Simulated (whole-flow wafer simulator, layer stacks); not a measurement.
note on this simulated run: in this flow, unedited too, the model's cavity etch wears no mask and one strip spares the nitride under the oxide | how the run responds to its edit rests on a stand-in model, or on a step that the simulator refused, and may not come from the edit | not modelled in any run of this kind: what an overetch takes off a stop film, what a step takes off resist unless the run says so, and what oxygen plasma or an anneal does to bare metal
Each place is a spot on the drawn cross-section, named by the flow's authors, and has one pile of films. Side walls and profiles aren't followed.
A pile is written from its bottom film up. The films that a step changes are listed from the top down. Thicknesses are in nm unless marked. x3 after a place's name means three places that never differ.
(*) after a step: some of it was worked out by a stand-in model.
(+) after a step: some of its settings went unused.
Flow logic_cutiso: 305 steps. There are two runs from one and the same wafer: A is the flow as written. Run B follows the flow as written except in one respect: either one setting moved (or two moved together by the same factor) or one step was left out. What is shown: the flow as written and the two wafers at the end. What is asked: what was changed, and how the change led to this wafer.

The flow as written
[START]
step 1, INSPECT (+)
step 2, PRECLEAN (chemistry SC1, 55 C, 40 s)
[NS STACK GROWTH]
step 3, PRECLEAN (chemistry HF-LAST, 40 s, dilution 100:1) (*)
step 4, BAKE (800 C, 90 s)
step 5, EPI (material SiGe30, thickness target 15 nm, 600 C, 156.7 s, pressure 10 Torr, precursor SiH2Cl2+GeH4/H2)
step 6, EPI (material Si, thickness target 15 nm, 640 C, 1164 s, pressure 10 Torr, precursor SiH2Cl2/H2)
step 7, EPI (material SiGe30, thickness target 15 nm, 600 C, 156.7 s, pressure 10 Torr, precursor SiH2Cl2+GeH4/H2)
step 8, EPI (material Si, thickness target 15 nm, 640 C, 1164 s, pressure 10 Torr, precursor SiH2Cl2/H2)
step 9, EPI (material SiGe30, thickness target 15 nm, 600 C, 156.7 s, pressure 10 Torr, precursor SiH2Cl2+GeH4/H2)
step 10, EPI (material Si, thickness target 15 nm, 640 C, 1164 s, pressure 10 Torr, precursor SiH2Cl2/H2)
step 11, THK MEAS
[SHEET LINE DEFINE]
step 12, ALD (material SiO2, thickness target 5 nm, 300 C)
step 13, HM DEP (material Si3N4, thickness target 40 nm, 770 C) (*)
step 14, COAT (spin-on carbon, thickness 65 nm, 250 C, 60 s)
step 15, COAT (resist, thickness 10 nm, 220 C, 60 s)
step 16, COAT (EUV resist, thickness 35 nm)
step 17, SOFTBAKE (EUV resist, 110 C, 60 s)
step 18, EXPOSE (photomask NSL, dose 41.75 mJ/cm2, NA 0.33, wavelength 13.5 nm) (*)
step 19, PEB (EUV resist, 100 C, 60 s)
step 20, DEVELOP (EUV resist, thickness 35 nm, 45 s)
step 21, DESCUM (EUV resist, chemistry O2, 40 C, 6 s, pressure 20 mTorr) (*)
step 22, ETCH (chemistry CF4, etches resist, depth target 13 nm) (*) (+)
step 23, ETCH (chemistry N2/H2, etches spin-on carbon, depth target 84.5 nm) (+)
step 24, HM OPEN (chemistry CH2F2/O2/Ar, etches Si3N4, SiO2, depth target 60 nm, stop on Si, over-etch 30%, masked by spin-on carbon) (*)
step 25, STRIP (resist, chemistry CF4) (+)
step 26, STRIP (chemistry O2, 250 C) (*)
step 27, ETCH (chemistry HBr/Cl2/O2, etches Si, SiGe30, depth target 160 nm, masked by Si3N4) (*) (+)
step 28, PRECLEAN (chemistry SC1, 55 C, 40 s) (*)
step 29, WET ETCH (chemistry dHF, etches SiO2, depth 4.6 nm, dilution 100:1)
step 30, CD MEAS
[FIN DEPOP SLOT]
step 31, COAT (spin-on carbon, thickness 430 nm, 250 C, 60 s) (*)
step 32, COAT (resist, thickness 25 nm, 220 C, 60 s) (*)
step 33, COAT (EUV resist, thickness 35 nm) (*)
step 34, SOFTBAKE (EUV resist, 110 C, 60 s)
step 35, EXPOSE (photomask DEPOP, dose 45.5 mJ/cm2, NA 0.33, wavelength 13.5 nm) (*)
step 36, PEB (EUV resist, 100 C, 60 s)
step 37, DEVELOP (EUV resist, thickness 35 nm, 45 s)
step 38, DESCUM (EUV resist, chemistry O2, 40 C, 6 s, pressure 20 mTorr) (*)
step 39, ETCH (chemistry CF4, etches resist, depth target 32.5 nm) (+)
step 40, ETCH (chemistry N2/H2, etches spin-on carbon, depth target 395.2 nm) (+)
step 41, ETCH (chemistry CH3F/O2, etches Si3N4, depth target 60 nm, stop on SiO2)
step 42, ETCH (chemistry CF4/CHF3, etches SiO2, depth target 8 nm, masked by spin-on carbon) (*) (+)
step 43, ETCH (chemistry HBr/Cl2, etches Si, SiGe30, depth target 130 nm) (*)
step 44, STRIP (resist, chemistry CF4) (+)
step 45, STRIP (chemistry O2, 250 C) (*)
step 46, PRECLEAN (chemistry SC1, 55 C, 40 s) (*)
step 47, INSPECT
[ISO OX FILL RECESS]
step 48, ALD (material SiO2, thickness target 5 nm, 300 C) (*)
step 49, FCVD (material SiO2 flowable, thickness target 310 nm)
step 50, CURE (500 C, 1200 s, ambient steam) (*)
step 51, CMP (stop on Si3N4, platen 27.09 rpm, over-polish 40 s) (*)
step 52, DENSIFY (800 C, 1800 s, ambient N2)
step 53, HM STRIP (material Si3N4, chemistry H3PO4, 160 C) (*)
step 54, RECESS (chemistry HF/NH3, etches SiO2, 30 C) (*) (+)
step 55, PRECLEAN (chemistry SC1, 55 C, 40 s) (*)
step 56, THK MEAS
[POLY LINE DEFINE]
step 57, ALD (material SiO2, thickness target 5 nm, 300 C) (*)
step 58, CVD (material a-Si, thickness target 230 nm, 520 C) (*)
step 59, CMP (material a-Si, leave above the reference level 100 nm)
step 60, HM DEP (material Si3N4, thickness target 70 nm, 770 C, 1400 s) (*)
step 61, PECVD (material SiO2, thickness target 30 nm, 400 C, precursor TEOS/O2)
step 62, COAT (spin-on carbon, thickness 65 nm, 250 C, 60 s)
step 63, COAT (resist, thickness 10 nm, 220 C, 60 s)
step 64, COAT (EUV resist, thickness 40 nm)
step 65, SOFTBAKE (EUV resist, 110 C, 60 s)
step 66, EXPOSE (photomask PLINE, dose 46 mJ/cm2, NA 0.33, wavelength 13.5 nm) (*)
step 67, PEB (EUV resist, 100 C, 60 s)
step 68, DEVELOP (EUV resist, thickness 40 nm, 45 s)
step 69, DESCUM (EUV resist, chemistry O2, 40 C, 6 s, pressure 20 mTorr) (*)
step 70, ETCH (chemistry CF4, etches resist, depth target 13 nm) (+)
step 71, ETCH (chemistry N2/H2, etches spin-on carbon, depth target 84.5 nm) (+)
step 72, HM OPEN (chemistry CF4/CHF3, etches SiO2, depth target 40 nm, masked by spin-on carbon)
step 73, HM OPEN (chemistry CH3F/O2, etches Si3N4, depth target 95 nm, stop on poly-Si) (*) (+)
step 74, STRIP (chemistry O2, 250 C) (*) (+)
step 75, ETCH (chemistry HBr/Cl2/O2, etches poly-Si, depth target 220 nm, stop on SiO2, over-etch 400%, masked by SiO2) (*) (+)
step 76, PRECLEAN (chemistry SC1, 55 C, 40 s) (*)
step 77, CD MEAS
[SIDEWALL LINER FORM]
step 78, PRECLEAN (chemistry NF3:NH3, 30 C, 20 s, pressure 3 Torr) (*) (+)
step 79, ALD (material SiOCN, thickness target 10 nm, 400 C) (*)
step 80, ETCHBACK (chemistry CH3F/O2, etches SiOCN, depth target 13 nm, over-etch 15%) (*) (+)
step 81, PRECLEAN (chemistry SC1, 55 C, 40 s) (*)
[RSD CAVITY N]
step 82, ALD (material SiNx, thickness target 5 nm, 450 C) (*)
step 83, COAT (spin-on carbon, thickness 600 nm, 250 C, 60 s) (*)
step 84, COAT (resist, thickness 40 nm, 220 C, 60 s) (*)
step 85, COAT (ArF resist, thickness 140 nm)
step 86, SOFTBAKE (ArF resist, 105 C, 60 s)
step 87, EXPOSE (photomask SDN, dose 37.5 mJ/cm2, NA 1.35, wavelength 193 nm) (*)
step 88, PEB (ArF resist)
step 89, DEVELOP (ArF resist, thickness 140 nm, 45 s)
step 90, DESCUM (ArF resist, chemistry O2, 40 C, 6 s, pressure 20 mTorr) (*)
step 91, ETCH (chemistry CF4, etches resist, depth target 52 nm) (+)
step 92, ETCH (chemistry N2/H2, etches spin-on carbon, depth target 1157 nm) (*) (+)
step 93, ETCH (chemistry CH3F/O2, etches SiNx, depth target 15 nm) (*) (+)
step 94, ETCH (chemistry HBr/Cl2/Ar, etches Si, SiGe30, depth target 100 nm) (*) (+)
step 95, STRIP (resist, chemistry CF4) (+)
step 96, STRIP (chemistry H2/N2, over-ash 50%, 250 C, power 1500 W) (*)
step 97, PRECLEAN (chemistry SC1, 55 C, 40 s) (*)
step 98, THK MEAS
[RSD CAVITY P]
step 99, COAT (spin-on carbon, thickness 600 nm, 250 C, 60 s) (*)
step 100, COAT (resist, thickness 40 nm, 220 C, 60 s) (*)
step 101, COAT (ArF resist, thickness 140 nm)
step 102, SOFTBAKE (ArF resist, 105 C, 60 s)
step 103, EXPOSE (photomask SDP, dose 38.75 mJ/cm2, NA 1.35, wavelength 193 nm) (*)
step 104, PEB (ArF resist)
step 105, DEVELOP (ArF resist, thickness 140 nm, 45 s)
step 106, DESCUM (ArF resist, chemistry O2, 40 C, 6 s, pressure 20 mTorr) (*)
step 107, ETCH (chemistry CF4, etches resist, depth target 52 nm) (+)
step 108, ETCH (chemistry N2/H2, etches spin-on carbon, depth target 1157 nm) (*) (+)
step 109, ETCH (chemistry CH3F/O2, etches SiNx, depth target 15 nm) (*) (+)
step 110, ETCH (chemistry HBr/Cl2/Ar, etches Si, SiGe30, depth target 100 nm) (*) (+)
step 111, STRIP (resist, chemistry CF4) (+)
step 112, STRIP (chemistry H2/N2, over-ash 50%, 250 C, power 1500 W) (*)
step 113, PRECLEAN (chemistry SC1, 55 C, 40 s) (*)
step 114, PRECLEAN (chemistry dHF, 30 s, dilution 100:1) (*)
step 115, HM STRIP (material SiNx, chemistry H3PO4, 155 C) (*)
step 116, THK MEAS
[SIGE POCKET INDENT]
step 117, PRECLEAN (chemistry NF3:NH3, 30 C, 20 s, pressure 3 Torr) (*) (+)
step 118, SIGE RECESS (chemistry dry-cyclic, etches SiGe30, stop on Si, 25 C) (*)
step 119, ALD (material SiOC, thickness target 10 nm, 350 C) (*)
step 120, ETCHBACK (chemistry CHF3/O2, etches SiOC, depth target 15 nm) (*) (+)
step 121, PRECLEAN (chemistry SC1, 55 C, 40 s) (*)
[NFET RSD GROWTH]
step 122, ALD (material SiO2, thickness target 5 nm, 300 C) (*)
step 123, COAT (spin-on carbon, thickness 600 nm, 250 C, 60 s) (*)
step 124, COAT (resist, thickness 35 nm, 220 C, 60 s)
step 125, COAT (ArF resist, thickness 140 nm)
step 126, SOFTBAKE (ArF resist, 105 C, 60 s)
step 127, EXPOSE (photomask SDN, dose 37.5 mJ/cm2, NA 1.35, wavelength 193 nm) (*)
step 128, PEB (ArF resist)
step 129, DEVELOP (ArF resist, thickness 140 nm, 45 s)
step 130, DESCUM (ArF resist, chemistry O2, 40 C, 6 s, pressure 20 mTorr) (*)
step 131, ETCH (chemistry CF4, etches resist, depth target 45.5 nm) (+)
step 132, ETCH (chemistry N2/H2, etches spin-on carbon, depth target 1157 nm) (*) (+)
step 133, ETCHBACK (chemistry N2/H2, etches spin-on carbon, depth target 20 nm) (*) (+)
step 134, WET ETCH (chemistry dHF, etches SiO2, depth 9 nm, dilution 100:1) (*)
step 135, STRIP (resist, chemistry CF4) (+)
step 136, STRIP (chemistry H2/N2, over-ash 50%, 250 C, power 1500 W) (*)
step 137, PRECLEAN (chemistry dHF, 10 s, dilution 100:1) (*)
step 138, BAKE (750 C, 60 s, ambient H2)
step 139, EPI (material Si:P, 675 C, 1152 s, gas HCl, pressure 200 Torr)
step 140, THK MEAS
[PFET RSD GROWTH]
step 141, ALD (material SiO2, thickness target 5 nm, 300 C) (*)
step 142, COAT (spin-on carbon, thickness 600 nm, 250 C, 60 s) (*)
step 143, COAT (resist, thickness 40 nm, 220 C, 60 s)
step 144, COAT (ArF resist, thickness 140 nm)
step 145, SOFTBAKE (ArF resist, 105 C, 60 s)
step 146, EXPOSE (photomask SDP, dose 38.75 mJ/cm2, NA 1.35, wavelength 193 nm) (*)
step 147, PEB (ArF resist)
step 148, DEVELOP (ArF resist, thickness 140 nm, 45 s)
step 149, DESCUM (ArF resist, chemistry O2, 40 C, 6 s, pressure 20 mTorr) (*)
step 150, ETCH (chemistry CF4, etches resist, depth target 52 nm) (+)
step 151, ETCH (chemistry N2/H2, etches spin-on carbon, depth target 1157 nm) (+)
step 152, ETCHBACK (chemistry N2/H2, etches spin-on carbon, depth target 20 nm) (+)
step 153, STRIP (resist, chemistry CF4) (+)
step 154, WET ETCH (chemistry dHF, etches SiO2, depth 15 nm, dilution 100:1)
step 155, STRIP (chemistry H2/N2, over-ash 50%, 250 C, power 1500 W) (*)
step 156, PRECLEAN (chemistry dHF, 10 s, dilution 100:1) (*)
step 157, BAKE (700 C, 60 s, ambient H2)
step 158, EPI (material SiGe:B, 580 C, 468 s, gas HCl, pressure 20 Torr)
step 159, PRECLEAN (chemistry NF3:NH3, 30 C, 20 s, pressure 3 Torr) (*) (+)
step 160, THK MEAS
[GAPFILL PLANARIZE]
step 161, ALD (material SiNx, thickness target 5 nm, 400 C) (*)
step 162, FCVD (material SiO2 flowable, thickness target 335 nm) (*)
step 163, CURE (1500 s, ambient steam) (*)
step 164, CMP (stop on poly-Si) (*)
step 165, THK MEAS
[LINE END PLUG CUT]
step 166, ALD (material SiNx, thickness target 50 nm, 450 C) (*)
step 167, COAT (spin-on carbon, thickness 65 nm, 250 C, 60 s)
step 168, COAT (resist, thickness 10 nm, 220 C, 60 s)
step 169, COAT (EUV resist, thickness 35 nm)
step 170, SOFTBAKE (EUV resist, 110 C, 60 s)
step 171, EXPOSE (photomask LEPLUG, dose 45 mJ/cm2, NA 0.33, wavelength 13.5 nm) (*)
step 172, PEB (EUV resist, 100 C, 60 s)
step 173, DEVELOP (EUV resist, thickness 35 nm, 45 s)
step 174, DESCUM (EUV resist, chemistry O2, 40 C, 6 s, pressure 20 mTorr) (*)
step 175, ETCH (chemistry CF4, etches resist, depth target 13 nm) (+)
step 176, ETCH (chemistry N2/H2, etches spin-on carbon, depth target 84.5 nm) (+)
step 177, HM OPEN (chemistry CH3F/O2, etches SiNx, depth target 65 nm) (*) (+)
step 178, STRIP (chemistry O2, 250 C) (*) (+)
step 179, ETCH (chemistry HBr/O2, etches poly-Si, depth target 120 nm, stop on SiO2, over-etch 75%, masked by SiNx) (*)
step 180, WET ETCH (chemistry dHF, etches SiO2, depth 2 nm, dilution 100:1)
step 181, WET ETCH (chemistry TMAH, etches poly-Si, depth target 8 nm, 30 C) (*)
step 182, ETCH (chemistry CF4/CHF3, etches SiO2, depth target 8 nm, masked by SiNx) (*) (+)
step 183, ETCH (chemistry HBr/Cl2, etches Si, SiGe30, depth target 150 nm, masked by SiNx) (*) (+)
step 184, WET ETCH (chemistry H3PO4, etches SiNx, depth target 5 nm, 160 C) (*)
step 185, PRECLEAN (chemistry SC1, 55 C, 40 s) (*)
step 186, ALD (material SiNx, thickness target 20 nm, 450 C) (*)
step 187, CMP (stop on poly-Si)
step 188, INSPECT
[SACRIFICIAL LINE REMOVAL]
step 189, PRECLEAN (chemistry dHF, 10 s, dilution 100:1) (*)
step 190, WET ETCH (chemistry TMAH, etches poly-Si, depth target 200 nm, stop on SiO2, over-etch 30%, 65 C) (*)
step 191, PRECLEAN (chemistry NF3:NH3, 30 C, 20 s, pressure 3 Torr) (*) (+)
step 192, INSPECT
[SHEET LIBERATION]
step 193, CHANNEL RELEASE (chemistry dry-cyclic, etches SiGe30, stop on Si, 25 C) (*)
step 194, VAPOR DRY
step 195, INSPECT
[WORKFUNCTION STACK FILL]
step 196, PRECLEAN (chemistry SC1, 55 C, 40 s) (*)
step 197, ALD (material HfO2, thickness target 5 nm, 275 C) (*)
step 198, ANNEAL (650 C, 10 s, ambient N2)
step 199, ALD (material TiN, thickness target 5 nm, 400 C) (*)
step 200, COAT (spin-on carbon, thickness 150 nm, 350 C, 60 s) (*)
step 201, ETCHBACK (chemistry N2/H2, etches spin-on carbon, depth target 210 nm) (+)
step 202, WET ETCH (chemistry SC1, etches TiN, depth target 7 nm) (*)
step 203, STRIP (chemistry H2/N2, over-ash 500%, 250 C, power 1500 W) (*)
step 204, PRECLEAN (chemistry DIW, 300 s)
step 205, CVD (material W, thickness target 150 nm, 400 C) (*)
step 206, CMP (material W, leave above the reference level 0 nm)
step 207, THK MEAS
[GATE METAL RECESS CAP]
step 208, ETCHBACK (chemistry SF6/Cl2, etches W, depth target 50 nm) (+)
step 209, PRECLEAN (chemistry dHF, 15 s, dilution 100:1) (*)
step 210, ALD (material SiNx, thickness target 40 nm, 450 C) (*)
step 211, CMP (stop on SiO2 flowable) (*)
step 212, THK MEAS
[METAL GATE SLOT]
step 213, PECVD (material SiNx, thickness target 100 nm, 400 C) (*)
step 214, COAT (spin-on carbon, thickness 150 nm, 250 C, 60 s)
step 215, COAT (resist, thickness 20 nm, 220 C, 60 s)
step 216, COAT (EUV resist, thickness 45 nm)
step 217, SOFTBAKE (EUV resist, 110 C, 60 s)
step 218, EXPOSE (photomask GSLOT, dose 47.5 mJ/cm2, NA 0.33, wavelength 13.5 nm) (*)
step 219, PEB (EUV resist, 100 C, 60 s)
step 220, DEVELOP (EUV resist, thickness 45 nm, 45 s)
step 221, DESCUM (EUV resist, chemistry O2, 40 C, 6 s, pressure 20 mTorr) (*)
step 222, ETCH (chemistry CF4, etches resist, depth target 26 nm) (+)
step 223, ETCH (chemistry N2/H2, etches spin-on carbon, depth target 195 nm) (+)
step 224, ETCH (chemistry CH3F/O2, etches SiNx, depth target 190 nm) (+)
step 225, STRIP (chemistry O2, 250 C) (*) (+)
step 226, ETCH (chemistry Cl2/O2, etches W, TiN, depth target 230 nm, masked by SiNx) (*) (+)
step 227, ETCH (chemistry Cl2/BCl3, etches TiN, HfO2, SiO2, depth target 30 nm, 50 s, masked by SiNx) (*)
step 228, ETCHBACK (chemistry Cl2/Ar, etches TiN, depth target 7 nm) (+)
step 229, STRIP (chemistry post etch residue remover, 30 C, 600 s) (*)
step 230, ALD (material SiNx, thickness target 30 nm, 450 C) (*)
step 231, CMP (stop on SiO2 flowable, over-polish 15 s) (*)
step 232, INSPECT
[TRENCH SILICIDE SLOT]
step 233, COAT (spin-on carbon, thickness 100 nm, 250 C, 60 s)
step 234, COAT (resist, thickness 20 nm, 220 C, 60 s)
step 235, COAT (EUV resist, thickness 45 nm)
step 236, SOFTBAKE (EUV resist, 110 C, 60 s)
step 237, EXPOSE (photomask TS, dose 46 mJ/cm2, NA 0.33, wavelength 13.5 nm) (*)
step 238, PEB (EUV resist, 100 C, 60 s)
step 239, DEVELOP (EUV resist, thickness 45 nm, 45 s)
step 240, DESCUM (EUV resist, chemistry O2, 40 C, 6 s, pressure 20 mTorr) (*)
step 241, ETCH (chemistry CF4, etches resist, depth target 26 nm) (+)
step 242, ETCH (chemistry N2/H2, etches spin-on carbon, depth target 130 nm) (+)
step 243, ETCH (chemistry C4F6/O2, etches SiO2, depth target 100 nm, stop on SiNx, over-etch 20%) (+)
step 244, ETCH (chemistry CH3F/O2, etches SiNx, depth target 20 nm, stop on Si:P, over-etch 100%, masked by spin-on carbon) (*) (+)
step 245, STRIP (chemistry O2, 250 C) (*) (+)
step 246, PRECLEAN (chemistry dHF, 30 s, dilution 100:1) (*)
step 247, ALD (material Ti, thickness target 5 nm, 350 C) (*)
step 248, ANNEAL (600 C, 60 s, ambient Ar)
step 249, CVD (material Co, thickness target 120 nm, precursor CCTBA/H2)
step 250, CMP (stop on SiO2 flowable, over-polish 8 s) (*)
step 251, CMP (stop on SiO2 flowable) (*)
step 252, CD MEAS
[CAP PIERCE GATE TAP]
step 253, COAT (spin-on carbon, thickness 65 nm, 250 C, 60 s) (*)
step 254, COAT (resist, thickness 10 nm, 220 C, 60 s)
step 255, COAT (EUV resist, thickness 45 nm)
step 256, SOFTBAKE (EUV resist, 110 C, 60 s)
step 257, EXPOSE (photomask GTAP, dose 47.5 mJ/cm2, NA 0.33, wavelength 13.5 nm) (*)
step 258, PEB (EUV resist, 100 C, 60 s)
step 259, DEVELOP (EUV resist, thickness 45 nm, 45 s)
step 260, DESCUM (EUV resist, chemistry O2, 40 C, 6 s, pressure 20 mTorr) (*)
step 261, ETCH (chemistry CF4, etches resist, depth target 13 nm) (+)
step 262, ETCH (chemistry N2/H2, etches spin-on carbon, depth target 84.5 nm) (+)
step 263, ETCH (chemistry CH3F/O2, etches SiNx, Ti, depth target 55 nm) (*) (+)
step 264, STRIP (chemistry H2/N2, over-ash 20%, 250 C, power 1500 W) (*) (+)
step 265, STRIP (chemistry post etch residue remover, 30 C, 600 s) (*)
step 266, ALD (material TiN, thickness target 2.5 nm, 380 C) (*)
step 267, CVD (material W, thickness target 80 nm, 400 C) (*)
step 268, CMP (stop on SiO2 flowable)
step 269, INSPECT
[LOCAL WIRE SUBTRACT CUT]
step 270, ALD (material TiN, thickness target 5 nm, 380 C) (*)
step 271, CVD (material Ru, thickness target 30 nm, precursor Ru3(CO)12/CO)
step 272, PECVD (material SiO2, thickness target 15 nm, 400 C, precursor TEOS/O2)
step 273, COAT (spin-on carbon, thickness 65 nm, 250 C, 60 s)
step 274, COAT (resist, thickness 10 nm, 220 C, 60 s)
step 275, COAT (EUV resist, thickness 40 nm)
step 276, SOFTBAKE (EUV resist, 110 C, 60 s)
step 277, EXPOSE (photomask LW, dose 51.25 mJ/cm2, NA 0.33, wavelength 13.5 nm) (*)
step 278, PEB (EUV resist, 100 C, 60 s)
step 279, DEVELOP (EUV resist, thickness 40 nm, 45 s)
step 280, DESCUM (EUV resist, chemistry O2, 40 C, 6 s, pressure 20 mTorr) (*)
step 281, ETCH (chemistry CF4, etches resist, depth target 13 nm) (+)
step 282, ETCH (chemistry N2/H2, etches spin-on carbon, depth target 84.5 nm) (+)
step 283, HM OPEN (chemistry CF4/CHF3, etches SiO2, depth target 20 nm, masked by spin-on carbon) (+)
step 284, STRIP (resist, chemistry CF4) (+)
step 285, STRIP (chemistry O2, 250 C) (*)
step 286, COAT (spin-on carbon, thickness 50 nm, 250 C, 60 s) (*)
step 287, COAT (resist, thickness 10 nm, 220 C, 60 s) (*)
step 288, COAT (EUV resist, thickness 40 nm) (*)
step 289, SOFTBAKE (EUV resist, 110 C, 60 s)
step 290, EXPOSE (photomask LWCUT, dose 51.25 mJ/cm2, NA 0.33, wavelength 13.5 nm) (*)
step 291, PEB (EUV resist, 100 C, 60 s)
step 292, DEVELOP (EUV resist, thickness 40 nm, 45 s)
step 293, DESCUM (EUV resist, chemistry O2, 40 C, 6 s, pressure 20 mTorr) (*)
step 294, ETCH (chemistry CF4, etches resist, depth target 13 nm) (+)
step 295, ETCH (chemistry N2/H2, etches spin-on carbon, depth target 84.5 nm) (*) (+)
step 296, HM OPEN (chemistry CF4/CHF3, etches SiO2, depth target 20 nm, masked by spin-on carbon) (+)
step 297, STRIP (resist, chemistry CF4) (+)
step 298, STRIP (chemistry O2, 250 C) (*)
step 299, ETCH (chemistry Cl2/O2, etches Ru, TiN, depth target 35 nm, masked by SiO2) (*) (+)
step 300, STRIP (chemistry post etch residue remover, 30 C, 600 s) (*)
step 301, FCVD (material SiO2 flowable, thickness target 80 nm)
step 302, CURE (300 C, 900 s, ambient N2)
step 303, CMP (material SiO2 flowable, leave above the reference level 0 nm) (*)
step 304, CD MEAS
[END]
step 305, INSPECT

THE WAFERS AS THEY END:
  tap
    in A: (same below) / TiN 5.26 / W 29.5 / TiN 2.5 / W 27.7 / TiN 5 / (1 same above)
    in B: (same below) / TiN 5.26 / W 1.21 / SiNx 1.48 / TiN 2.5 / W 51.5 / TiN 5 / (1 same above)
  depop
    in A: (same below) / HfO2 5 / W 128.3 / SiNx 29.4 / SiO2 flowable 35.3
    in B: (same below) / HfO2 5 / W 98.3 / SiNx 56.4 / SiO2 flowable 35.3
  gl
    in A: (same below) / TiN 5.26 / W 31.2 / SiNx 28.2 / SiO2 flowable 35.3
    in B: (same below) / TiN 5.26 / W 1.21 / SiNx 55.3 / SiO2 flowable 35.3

The reason: step 208, ETCHBACK: depth target 80 nm was run, while the flow as written has depth target 50 nm.

How this came from the change, step by step:
  step 208, ETCHBACK (chemistry SF6/Cl2, etches W, depth target 50 nm) (+)
      depop, dpovl, gfld and 9 more: A -50 W | B -80 W
      iso, rsdn, rsdp, rsdw, rsdx: A -5 SiO2 flowable | B -8 SiO2 flowable
      (also at 5 further places)
  step 210, ALD (material SiNx, thickness target 40 nm, 450 C) (*)
      gfld, gl, glp, gxf, gxn, gxp, tap: A +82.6 SiNx (new film) | B +108.3 SiNx (new film)
      plug: A +42.5 SiNx | B +45.8 SiNx
  step 211, CMP (stop on SiO2 flowable) (*)
      depop, dpovl, isow, ns, nsgap: A -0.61 SiNx | B nothing
      gfld, gl, glp, gxf, gxn, gxp, tap: A -43.2 SiNx | B -41.9 SiNx
      (also at 5 further places)
  step 224, ETCH (chemistry CH3F/O2, etches SiNx, depth target 190 nm) (+)
      gfld: A -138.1 SiNx (all of it), -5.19 W | B -165.1 SiNx (all of it), -2.49 W
  step 226, ETCH (chemistry Cl2/O2, etches W, TiN, depth target 230 nm, masked by SiNx) (*) (+)
      depop, dpovl, gl and 18 more: A -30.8 SiNx | B -23.9 SiNx
      gfld: A -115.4 W (all of it), -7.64 TiN (all of it), -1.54 HfO2 | B -88.2 W (all of it), -7.64 TiN (all of it), -1.2 HfO2
  step 231, CMP (stop on SiO2 flowable, over-polish 15 s) (*)
      gl, glp, gxf, gxn, gxp, plug, tap: A -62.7 SiNx | B -69.5 SiNx
      depop, dpovl, isow, ns, nsgap: A -62.7 SiNx | B -43.1 SiNx
      (also at 10 further places)
  step 243, ETCH (chemistry C4F6/O2, etches SiO2, depth target 100 nm, stop on SiNx, over-etch 20%) (+)
      rsdn, rsdp, rsdw: A -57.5 SiO2 flowable (all of it) | B -54.5 SiO2 flowable (all of it)
  step 246, PRECLEAN (chemistry dHF, 30 s, dilution 100:1) (*)
      depop, dpovl, isow, ns, nsgap: A -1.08 SiNx | B -0.52 SiNx
  step 251, CMP (stop on SiO2 flowable) (*)
      rsdx: A -5 Ti (all of it) | B -4.24 Ti
      gfld, gl, glp, gxf, gxn, gxp, plug, tap: A -5 SiNx | B -4.44 SiNx
      (also at 8 further places)
  step 263, ETCH (chemistry CH3F/O2, etches SiNx, Ti, depth target 55 nm) (*) (+)
      tap: A -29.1 SiNx (all of it), -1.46 W | B -55 SiNx
      glp, lnrp, lnrt, plug, rsdn, rsdp, rsdw: A -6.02 resist (all of it), -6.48 spin-on carbon | B -6.02 resist (all of it), -11.9 spin-on carbon
      (also at 14 further places)
  step 264, STRIP (chemistry H2/N2, over-ash 20%, 250 C, power 1500 W) (*) (+)
      gfld, gl, gxf, gxn, gxp, lnr, lnri, lnrp: A -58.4 spin-on carbon (all of it) | B -53.1 spin-on carbon (all of it)
      glp, lnrt, plug, rsdn, rsdp, rsdw: A -58.4 spin-on carbon (all of it) | B -53 spin-on carbon (all of it)
      (also at 7 further places)
  step 265, STRIP (chemistry post etch residue remover, 30 C, 600 s) (*)
      rsdx: A nothing | B -0.76 Ti (all of it)
      iso: A -0.66 Ti (all of it) | B -1.17 Ti (all of it)
  step 267, CVD (material W, thickness target 80 nm, 400 C) (*)
      tap: A +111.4 W (new film) | B +135.8 W (new film)
  step 268, CMP (stop on SiO2 flowable)
      depop, dpovl, gfld and 9 more: A -80.2 W (all of it), -2.5 TiN (all of it), -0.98 SiNx | B -80.2 W (all of it), -2.5 TiN (all of it), -1.55 SiNx
      lnr, lnri, lnrp, lnrt: A -80 W (all of it), -2.5 TiN (all of it), -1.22 SiOCN | B -80 W (all of it), -2.5 TiN (all of it), -1.79 SiOCN
      (also at 3 further places)
Taking metal films that touch as one body, tap has 5 bodies (between them, from the top down: SiNx 1.48; HfO2 5 / chemical SiO2 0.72 / Si 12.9 / chemical SiO2 0.8 / HfO2 5; HfO2 5 / chemical SiO2 0.8 / Si 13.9 / chemical SiO2 0.8 / HfO2 5; HfO2 5 / chemical SiO2 0.8 / Si 13.9 / chemical SiO2 0.8 / HfO2 5); the flow as written gives 4 bodies (between them, from the top down: HfO2 5 / chemical SiO2 0.72 / Si 12.9 / chemical SiO2 0.8 / HfO2 5; HfO2 5 / chemical SiO2 0.8 / Si 13.9 / chemical SiO2 0.8 / HfO2 5; HfO2 5 / chemical SiO2 0.8 / Si 13.9 / chemical SiO2 0.8 / HfO2 5).
